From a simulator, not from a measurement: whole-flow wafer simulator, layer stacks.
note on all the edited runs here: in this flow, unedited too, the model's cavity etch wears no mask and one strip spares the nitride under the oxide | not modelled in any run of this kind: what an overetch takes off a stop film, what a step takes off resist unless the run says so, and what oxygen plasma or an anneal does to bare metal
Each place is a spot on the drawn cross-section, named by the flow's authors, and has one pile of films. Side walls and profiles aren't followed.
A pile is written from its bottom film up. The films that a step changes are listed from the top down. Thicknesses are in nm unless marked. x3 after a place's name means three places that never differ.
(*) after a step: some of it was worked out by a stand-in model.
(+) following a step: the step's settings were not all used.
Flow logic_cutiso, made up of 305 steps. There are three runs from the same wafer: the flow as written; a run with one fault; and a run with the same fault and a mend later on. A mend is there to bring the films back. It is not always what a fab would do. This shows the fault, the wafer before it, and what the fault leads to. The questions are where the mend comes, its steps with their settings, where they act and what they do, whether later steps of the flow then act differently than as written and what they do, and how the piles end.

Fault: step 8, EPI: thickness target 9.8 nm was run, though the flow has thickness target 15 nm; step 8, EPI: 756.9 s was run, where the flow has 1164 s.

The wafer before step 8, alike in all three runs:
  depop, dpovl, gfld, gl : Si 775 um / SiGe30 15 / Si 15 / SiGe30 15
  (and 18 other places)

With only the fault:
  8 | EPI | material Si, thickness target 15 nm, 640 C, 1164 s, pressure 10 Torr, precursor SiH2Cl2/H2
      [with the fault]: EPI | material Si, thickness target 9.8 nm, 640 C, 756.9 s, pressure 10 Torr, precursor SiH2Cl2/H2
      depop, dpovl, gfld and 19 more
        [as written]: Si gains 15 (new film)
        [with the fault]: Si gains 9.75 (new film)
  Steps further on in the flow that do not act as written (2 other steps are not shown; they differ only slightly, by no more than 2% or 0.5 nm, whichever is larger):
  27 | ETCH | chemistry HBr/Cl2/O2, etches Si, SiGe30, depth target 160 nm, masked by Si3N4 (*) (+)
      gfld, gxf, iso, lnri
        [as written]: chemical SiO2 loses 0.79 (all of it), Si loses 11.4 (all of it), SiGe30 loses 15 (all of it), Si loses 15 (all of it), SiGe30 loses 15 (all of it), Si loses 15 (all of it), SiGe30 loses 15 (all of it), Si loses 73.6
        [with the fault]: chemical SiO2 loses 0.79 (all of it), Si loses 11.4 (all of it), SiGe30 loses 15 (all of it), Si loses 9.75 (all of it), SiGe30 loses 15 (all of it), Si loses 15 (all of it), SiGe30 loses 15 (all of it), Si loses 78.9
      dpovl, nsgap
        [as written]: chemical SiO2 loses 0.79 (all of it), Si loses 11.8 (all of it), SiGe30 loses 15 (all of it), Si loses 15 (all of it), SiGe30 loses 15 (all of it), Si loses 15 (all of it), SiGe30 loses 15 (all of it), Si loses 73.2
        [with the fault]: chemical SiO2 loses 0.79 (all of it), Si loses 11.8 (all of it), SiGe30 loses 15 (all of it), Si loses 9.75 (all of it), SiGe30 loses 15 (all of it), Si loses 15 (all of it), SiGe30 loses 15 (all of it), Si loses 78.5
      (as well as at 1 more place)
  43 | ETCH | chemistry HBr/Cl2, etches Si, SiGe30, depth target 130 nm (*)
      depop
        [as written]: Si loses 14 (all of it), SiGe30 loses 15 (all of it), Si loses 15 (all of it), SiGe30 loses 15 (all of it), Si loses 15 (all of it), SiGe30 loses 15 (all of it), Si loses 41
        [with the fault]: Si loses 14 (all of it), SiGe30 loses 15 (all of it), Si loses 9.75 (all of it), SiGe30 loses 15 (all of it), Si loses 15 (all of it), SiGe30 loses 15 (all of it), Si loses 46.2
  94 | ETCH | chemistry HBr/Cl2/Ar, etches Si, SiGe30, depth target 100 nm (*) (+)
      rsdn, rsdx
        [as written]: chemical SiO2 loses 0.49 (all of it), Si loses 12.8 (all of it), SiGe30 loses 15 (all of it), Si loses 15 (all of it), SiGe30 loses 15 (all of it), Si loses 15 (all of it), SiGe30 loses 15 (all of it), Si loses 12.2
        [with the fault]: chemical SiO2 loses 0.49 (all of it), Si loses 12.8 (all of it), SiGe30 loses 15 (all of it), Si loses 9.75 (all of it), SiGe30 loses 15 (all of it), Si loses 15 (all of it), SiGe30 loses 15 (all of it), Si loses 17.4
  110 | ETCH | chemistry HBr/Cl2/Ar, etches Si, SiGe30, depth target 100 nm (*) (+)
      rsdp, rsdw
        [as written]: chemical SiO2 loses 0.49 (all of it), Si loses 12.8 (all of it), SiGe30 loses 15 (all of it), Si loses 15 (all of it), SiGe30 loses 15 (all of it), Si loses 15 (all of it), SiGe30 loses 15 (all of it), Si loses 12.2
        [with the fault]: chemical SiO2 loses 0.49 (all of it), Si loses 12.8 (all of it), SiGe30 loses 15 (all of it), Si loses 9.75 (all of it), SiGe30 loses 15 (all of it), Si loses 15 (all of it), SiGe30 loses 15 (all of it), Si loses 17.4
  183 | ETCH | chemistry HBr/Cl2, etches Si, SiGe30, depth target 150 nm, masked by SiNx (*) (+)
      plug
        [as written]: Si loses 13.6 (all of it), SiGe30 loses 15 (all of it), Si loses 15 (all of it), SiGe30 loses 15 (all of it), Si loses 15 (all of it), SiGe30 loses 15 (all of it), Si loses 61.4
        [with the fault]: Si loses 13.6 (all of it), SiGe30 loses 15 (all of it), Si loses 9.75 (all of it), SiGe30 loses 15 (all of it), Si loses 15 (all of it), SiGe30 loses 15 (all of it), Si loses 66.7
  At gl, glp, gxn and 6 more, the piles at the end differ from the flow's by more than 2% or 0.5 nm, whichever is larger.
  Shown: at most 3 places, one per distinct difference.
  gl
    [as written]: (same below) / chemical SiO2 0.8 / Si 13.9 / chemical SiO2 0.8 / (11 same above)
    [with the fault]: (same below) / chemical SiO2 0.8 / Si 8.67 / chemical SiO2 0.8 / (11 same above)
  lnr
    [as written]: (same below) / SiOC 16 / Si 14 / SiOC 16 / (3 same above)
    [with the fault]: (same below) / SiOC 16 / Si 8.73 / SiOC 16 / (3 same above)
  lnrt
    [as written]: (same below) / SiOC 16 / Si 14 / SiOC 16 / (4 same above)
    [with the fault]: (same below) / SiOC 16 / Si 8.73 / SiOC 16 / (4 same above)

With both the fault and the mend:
  The mend follows step 8.
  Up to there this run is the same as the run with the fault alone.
  8a | EPI | material Si, thickness target 5.2 nm, 640 C, 403.7 s, pressure 10 Torr, precursor SiH2Cl2/H2 (a further turn of the flow's step 8, with different settings)
      depop, dpovl, gfld and 19 more
        Si gains 5.2
  None of the later steps of the flow differs from how it acts as written, at any place that is followed, by more than 2% or 0.5 nm, whichever is larger.
  The piles end only slightly different from the flow's at the places that both follow, by no more than 2% or 0.5 nm, whichever is larger.
